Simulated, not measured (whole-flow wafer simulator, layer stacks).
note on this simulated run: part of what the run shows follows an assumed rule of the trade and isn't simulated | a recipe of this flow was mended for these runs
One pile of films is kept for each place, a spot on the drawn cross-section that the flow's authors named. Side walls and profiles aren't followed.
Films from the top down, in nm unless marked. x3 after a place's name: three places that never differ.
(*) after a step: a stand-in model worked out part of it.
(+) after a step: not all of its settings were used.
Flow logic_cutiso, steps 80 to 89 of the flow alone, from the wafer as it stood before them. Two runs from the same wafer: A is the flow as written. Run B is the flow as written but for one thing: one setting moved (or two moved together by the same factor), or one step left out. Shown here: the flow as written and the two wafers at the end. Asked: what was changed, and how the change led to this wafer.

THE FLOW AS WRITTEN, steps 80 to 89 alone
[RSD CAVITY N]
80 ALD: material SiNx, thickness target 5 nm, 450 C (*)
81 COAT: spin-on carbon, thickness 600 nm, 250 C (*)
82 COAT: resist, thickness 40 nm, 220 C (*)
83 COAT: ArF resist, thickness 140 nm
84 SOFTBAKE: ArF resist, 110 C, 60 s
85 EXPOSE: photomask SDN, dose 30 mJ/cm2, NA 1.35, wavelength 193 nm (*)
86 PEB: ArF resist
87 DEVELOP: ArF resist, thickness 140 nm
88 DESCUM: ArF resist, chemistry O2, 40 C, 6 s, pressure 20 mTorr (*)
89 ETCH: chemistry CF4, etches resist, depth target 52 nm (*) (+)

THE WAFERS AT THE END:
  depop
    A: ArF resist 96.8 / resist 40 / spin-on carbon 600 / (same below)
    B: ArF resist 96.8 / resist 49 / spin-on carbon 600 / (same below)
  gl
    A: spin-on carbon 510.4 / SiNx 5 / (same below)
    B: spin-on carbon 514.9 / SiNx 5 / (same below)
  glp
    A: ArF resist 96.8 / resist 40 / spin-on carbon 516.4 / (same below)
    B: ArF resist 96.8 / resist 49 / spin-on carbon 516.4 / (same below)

The cause: step 82, COAT: thickness 49 nm was run, where the flow has thickness 40 nm.
It can be read off the wafer: depop has resist 49, and step 82 as written asks for 40 nm.

How the change led to this, step by step:
  82 COAT: resist, thickness 40 nm, 220 C (*)
      depop, dpovl x3, gl and 15 more: A resist +40 (new film) | B resist +49 (new film)
      gfld, lnri: A resist +40.1 (new film) | B resist +49.1 (new film)
  89 ETCH: chemistry CF4, etches resist, depth target 52 nm (*) (+)
      lnrt, rsdn, tap: A resist -40 (all of it), spin-on carbon -6.01 | B resist -49 (all of it), spin-on carbon -1.51
      lnr, rsdx: A resist -40 (all of it), spin-on carbon -5.99 | B resist -49 (all of it), spin-on carbon -1.49
      (and at 2 more places)
